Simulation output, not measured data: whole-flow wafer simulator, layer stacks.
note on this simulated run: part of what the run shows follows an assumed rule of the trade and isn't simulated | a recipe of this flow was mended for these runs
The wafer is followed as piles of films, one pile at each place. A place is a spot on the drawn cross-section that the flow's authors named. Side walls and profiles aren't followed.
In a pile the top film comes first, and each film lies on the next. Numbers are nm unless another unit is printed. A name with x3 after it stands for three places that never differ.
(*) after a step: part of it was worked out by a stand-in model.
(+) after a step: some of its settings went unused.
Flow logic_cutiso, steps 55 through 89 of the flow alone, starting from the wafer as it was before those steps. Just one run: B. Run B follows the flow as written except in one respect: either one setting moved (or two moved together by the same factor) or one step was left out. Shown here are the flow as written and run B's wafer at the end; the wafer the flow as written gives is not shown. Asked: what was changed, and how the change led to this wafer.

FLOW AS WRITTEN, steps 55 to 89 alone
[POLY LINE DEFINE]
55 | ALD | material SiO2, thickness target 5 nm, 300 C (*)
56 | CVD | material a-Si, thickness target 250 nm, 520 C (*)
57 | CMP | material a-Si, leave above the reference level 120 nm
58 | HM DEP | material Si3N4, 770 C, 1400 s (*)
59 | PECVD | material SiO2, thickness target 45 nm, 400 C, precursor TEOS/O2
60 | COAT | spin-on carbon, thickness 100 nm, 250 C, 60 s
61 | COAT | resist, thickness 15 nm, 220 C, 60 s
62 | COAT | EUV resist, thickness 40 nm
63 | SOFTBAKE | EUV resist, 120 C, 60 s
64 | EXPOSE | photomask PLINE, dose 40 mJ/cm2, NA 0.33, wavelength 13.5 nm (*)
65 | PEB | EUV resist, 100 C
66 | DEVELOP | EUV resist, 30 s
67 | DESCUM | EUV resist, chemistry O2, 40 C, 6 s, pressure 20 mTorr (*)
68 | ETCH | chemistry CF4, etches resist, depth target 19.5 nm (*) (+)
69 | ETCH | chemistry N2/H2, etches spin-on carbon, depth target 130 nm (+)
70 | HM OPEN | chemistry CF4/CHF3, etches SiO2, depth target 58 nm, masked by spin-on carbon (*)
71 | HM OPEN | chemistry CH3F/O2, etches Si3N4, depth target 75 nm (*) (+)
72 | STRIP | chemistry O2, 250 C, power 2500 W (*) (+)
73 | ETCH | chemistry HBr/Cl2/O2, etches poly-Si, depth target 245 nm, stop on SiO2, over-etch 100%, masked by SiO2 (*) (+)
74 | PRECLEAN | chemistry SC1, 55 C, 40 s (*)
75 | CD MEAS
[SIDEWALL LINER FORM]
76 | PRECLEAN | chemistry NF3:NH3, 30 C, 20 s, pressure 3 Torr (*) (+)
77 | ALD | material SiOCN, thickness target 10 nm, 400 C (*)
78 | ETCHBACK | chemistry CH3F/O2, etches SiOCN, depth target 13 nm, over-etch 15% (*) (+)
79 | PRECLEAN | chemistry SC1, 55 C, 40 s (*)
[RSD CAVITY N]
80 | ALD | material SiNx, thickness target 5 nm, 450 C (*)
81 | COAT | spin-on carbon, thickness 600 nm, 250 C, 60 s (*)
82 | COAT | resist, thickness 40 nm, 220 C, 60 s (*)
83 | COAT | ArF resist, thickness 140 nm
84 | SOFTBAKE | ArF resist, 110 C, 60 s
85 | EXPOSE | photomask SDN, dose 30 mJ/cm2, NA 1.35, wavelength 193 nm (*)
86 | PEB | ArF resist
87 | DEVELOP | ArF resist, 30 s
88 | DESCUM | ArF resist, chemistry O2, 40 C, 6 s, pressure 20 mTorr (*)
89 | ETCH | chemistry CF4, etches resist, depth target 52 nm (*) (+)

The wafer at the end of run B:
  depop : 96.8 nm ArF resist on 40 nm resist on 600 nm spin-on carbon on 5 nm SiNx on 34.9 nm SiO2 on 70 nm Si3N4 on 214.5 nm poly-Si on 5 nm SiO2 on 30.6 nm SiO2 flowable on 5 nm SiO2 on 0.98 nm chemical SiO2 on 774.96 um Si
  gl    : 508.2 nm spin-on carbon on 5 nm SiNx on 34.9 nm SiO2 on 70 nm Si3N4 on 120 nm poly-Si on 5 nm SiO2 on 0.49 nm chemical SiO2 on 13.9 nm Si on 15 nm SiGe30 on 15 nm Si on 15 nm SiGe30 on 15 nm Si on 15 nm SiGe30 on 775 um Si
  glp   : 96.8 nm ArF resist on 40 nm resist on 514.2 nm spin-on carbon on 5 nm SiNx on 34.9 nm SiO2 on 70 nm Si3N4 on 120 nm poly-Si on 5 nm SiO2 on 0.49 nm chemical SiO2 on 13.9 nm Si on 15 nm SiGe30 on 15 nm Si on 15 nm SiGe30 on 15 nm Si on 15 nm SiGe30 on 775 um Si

What caused this: step 59, PECVD: thickness target 51.5 nm was run, though the flow has thickness target 45 nm.

How this came from the change, step by step:
  59 | PECVD | material SiO2, thickness target 45 nm, 400 C, precursor TEOS/O2
      depop, dpovl x3, gfld and 17 more: +51.5 SiO2 (new film) (in the flow as written it would be: +45 SiO2 (new film))
  70 | HM OPEN | chemistry CF4/CHF3, etches SiO2, depth target 58 nm, masked by spin-on carbon (*)
      iso, lnr, lnri and 6 more: -49.7 SiO2 (all of it), -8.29 Si3N4 (in the flow as written it would be: -43.2 SiO2 (all of it), -14.8 Si3N4)
  71 | HM OPEN | chemistry CH3F/O2, etches Si3N4, depth target 75 nm (*) (+)
      iso, lnr, lnri and 6 more: -61.7 Si3N4 (all of it), -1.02 poly-Si (in the flow as written it would be: -55.2 Si3N4 (all of it), -1.52 poly-Si)
